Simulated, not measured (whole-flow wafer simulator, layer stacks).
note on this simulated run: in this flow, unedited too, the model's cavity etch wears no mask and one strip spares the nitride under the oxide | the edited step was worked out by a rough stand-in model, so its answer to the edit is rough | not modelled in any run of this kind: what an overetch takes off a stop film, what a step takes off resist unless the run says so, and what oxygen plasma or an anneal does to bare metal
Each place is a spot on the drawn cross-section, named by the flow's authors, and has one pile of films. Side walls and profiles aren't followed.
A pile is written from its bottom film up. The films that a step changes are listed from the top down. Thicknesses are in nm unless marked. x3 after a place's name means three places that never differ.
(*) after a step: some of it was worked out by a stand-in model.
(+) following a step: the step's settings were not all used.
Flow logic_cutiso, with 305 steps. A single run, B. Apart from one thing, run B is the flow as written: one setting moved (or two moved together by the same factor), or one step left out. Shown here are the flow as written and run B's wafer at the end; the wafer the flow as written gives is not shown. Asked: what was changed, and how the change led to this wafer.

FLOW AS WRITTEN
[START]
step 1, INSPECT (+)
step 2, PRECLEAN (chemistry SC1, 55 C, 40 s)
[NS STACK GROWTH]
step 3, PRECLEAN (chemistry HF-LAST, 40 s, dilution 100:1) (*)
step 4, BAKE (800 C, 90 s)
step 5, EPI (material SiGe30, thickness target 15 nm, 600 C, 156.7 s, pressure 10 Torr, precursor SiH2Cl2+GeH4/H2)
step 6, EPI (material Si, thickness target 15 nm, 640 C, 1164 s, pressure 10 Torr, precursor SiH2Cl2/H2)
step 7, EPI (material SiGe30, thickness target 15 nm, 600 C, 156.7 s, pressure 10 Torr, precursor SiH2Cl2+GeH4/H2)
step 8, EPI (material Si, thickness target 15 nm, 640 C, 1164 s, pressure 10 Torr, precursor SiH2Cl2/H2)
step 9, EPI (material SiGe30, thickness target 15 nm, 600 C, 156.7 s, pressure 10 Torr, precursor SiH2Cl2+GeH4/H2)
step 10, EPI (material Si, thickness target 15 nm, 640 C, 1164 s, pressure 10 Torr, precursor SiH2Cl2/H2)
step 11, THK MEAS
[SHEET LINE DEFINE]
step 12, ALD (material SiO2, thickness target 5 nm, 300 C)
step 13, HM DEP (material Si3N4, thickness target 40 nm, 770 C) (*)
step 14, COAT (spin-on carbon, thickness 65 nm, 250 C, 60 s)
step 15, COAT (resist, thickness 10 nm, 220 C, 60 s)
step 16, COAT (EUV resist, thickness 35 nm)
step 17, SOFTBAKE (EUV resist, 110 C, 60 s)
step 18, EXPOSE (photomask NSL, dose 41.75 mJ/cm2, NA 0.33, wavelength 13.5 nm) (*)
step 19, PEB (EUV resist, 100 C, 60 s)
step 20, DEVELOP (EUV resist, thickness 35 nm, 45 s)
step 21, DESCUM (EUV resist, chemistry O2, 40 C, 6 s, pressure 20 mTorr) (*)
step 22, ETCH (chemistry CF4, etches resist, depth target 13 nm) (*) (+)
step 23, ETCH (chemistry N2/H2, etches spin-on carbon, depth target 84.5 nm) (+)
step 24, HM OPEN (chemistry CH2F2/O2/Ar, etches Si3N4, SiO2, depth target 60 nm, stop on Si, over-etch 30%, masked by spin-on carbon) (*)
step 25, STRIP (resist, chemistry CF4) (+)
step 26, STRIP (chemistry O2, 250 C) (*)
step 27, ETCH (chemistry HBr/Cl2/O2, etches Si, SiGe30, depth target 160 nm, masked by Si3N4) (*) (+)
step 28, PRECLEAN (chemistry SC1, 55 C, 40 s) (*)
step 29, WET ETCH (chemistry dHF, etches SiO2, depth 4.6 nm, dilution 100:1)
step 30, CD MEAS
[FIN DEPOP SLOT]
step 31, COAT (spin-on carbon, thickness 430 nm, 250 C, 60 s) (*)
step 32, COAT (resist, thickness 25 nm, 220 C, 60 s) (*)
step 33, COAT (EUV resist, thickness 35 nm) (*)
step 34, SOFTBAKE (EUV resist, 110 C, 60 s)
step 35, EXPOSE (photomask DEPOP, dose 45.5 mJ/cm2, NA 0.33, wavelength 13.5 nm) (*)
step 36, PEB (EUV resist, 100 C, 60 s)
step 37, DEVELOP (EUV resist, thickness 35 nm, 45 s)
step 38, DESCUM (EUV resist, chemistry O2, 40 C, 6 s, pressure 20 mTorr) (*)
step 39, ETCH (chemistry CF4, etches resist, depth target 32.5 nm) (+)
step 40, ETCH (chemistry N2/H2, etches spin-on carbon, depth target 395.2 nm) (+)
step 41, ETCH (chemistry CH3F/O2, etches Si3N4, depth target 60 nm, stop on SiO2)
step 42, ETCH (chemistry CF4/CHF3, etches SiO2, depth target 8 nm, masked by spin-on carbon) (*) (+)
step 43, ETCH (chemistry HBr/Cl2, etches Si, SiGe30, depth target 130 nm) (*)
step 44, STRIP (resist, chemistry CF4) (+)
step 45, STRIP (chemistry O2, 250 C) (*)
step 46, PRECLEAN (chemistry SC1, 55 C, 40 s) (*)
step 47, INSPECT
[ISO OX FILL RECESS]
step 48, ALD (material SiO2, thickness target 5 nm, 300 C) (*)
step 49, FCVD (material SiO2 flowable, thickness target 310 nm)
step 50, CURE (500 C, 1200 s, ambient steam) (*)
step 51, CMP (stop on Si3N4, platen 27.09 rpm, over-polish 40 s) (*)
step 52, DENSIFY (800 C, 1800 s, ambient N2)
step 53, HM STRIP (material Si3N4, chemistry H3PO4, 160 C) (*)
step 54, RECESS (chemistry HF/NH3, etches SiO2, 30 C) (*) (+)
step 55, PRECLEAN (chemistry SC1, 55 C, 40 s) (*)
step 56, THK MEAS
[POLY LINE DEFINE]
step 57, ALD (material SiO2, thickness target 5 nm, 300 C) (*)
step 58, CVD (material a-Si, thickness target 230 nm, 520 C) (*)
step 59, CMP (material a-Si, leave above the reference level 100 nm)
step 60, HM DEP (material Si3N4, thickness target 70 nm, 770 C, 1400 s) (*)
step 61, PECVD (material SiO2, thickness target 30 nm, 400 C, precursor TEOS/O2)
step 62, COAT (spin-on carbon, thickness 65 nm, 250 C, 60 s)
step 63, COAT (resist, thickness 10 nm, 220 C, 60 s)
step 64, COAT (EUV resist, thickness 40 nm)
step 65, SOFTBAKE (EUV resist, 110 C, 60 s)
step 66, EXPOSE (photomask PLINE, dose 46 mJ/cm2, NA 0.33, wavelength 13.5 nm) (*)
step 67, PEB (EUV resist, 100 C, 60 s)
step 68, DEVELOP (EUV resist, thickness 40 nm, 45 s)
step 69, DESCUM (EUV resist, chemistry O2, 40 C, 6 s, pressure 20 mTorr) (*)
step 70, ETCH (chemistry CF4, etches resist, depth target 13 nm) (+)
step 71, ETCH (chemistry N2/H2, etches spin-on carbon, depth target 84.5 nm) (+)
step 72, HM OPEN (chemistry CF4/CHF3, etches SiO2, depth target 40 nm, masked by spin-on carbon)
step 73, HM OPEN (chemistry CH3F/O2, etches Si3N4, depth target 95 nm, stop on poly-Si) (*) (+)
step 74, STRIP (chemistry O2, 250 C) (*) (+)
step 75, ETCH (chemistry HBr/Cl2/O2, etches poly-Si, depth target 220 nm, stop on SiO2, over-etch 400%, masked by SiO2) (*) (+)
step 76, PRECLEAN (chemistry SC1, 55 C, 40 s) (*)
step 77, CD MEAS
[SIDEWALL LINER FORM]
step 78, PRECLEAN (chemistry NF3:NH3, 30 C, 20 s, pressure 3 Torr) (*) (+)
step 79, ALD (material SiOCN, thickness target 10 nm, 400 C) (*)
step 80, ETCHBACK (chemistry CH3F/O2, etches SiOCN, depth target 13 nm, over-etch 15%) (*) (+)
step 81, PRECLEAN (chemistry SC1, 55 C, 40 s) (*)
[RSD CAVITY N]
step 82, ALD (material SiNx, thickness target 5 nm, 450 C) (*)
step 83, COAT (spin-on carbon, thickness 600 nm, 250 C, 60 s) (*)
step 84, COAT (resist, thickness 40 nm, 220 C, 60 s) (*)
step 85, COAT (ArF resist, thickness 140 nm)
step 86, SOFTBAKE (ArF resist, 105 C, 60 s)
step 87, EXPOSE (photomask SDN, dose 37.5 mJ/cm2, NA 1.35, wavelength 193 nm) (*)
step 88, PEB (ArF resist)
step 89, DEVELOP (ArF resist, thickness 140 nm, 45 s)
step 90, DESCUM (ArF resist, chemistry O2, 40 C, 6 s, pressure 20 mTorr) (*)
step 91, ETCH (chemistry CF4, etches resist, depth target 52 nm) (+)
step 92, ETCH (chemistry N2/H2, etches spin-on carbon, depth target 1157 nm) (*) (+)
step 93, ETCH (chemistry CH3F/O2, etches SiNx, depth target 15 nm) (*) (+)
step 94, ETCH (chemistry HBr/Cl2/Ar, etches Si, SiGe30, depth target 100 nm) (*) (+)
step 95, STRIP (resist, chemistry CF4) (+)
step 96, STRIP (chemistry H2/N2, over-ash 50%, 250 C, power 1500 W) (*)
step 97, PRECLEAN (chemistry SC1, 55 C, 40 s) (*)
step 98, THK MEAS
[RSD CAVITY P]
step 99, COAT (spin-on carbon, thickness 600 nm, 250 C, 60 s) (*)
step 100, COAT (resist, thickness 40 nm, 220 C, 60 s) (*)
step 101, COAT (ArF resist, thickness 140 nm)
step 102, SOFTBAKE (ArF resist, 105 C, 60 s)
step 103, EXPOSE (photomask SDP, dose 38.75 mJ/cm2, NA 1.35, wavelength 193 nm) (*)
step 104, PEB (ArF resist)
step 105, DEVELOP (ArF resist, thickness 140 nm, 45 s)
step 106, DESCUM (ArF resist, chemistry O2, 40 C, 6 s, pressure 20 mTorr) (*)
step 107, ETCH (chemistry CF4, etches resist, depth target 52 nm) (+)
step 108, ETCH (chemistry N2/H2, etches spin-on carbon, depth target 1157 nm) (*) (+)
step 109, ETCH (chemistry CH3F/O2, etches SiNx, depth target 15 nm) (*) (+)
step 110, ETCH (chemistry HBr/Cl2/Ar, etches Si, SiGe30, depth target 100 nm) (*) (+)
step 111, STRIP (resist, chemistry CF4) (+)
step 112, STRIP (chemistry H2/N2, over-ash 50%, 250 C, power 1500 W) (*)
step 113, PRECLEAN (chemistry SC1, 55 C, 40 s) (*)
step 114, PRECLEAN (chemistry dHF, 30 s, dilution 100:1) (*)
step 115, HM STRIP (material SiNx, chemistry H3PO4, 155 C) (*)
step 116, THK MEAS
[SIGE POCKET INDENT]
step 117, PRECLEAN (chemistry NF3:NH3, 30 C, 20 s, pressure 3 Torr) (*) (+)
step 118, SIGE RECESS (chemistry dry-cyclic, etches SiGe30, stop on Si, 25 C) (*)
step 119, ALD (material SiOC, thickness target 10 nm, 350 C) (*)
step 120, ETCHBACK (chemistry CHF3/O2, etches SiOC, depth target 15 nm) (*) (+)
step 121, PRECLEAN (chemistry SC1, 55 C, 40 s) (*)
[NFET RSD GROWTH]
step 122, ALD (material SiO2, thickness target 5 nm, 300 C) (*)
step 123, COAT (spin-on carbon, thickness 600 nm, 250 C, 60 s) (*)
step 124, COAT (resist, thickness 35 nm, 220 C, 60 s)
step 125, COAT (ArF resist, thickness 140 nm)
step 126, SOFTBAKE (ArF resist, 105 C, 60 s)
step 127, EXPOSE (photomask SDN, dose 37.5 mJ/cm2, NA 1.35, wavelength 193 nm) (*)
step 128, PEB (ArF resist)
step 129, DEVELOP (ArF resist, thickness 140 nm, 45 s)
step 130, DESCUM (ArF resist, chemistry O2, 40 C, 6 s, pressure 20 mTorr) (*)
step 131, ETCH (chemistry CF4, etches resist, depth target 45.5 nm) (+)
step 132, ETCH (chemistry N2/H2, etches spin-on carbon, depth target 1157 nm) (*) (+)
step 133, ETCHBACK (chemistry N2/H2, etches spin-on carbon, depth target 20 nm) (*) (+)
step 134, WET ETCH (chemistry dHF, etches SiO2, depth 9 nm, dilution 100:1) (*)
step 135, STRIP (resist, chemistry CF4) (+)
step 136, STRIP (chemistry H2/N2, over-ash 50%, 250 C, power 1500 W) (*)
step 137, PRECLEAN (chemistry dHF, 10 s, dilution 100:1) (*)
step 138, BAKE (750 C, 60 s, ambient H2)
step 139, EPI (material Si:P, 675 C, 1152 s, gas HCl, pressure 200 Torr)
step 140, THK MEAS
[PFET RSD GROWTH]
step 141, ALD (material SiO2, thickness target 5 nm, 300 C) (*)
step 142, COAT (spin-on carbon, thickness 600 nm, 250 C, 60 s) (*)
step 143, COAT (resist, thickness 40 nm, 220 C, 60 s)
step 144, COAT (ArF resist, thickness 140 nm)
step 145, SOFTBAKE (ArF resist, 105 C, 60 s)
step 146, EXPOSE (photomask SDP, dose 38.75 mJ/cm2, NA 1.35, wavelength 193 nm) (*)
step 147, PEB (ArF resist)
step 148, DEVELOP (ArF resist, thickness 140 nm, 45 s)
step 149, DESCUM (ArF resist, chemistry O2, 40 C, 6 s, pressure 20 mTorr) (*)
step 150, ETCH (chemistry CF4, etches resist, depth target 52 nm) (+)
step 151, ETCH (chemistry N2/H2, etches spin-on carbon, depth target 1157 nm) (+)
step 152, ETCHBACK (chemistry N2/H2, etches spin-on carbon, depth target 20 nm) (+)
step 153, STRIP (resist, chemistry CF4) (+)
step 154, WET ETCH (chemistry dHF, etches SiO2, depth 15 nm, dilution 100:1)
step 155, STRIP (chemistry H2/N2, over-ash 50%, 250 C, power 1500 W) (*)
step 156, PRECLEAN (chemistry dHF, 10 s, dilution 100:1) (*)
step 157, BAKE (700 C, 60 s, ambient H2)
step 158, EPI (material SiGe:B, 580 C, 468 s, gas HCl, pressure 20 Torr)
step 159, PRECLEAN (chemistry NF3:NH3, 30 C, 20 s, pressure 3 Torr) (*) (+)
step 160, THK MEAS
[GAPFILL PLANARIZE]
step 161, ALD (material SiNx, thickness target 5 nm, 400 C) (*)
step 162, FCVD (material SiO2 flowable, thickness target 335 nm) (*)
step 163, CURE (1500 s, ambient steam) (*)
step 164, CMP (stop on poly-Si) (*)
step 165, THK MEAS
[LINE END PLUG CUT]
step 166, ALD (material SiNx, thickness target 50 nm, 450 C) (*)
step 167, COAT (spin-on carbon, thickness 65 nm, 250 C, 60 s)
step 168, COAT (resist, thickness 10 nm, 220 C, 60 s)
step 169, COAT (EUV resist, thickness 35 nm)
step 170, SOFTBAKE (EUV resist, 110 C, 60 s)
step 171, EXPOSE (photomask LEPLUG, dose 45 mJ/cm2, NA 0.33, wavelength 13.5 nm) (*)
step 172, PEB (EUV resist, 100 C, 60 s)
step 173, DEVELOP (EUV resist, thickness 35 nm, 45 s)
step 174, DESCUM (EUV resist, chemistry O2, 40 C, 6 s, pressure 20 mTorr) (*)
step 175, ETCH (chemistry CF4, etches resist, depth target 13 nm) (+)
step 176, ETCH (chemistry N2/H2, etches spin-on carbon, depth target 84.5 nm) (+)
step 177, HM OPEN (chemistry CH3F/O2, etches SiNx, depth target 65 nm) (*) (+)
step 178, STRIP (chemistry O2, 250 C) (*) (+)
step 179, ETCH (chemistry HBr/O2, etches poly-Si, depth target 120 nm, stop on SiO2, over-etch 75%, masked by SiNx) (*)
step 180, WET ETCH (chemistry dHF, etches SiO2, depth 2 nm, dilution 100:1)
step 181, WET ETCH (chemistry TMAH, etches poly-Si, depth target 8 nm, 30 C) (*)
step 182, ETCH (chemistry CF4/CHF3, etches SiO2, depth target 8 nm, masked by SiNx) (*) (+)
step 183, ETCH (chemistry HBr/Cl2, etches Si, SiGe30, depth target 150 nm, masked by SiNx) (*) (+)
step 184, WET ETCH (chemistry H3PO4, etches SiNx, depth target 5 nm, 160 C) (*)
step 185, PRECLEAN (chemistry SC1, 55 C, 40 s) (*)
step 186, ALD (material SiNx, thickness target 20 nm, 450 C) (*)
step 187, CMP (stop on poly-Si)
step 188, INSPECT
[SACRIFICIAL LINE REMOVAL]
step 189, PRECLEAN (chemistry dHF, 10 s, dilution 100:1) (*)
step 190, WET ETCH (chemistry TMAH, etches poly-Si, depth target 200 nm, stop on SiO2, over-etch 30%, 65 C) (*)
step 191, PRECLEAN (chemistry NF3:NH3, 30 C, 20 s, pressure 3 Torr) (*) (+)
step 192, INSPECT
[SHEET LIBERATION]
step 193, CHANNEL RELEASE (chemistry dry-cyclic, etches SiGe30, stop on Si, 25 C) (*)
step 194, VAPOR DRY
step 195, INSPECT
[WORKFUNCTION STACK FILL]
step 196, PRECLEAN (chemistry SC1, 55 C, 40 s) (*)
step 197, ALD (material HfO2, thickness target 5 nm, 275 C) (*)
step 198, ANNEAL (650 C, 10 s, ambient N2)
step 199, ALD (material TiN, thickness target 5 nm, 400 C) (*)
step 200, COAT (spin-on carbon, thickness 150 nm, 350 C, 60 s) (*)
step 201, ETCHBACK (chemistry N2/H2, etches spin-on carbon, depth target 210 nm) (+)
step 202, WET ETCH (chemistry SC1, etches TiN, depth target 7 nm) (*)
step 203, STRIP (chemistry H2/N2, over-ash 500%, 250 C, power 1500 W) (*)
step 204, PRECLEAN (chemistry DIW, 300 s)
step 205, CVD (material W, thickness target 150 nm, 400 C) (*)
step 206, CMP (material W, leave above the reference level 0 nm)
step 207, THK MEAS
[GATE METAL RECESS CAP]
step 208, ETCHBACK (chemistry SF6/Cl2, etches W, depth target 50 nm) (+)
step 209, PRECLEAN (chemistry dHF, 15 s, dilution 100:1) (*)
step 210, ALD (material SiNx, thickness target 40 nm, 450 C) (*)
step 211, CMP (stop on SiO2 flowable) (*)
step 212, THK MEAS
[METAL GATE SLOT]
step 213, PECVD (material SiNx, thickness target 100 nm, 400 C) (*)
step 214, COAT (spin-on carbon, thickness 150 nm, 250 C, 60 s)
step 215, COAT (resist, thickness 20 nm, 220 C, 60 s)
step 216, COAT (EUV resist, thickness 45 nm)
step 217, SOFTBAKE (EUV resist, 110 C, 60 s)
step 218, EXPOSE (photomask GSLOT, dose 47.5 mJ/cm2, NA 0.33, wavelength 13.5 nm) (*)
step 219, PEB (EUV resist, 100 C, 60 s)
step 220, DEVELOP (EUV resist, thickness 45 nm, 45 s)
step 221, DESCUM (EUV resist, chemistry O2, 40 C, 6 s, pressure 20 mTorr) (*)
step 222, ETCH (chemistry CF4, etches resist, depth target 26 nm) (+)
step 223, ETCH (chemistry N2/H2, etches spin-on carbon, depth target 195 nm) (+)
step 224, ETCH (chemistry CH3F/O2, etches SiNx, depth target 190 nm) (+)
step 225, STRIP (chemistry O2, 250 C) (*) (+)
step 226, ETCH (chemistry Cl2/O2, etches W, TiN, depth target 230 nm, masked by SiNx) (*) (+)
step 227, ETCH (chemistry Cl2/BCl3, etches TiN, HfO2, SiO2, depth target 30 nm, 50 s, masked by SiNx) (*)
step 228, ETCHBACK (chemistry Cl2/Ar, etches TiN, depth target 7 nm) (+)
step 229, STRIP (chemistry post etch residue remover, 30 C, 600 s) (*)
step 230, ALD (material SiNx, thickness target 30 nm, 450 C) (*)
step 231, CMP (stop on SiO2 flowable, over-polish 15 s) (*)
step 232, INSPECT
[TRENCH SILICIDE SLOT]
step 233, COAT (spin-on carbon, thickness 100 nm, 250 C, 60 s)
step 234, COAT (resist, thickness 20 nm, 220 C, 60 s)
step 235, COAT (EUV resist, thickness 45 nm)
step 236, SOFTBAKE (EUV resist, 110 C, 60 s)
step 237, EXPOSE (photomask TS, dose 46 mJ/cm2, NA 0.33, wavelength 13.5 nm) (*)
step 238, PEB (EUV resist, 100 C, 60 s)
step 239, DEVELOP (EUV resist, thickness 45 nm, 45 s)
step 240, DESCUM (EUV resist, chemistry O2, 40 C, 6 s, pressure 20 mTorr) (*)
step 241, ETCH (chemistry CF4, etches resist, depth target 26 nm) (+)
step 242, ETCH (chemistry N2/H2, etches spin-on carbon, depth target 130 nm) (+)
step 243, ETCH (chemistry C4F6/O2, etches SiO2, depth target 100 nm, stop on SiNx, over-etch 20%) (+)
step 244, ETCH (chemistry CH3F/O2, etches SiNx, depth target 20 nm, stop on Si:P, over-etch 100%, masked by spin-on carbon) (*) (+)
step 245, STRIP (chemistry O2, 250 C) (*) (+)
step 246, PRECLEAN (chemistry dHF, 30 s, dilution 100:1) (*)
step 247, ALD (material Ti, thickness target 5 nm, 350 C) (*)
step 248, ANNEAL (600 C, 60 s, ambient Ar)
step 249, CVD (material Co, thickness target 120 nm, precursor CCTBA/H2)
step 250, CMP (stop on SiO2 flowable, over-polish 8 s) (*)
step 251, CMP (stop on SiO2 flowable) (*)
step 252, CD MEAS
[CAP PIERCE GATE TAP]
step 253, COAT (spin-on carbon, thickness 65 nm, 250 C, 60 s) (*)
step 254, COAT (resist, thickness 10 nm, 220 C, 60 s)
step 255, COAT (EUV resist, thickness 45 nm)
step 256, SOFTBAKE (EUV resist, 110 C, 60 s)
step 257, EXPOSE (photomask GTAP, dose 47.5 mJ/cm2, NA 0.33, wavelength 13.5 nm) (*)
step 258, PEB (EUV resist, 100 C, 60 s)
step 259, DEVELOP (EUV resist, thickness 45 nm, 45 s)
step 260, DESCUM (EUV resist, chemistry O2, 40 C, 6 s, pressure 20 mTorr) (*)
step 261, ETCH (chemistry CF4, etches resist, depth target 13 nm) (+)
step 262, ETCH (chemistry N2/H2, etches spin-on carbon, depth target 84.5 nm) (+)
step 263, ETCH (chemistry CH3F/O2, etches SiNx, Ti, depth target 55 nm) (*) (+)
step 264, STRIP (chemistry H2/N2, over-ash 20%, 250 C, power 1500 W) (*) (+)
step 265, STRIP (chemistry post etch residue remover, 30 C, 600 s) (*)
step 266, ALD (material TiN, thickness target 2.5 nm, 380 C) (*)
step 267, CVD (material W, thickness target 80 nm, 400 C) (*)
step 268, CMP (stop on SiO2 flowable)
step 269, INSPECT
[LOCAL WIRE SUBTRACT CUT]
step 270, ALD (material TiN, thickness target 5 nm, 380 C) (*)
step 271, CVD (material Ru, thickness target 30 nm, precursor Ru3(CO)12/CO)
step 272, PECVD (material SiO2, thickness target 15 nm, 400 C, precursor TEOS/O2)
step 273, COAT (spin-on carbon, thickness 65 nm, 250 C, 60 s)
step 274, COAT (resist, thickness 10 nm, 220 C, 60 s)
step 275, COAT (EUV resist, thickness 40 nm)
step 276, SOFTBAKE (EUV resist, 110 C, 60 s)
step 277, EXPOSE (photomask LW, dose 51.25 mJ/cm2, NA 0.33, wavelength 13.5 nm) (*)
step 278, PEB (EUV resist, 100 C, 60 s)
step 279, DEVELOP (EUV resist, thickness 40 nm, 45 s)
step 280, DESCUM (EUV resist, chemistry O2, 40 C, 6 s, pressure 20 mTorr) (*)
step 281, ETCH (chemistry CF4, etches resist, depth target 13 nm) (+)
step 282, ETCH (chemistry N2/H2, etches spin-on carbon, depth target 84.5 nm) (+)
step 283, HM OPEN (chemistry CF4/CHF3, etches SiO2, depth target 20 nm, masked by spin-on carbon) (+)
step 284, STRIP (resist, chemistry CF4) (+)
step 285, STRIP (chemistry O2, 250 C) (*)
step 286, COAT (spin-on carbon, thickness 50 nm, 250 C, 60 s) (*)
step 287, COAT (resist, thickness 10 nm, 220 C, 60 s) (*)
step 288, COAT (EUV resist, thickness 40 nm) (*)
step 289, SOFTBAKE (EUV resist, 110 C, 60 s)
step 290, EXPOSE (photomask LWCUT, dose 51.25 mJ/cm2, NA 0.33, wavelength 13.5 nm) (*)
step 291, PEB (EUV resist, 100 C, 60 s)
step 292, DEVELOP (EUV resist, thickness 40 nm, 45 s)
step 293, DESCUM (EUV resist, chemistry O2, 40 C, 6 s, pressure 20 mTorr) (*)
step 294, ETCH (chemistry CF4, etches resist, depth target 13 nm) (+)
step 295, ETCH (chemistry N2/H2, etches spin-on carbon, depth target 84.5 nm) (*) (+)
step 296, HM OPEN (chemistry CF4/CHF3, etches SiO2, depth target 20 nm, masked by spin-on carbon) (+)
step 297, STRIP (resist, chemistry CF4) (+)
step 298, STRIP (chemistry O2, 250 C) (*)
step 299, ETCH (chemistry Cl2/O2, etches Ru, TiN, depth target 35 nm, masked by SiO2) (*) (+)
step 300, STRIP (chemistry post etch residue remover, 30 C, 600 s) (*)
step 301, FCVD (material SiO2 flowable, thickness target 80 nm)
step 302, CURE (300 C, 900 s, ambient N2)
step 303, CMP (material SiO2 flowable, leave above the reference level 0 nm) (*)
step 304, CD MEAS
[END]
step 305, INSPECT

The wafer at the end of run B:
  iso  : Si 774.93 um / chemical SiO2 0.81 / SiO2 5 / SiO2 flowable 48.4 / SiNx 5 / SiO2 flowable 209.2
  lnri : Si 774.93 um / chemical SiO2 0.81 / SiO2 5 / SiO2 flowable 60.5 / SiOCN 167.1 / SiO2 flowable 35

The reason: step 119, ALD: thickness target 6.5 nm was run, though the flow has thickness target 10 nm.

Step by step, how the change led to this:
  step 119, ALD (material SiOC, thickness target 10 nm, 350 C) (*)
      depop, dpovl, gfld and 14 more: +6.5 SiOC (new film) (it would be, as written: +10 SiOC (new film))
      lnr, lnrp, lnrt: +6.5 SiOC (new film), +16 SiOC (new film), -16 cavity (all of it), +16 SiOC (new film), -16 cavity (all of it), +16 SiOC (new film), -16 cavity (all of it) (it would be, as written: +10 SiOC (new film), +16 SiOC (new film), -16 cavity (all of it), +16 SiOC (new film), -16 cavity (all of it), +16 SiOC (new film), -16 cavity (all of it))
      (as well as at 2 more places)
  step 120, ETCHBACK (chemistry CHF3/O2, etches SiOC, depth target 15 nm) (*) (+)
      gxn: -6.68 SiOC (all of it), -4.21 SiO2 (all of it), -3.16 Si3N4 (it would be, as written: -11 SiOC (all of it), -4.21 SiO2 (all of it))
      gxp: -6.65 SiOC (all of it), -4.25 SiO2 (all of it), -3.15 Si3N4 (it would be, as written: -11 SiOC (all of it), -4.25 SiO2 (all of it))
      (as well as at 20 more places)
  step 141, ALD (material SiO2, thickness target 5 nm, 300 C) (*)
      gxn: +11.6 SiO2 (new film) (it would be, as written: +10.1 SiO2 (new film))
      gxp: +5.66 SiO2 (it would be, as written: +5 SiO2)
  step 153, STRIP (resist, chemistry CF4) (+)
      gxp: -3.92 SiO2 (all of it) (it would be, as written: -3.06 SiO2 (all of it))
  step 164, CMP (stop on poly-Si) (*)
      depop, dpovl, isow, ns, nsgap: -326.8 SiO2 flowable (all of it), -5 SiNx (all of it), -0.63 SiO2 (all of it), -70 Si3N4 (all of it) (it would be, as written: -326.8 SiO2 flowable (all of it), -5 SiNx (all of it), -4.13 SiO2 (all of it), -70 Si3N4 (all of it))
      gfld, gxf, plug: -253.9 SiO2 flowable (all of it), -5 SiNx (all of it), -0.63 SiO2 (all of it), -70 Si3N4 (all of it) (it would be, as written: -251.9 SiO2 flowable (all of it), -5 SiNx (all of it), -4.13 SiO2 (all of it), -70 Si3N4 (all of it))
      (as well as at 9 more places)
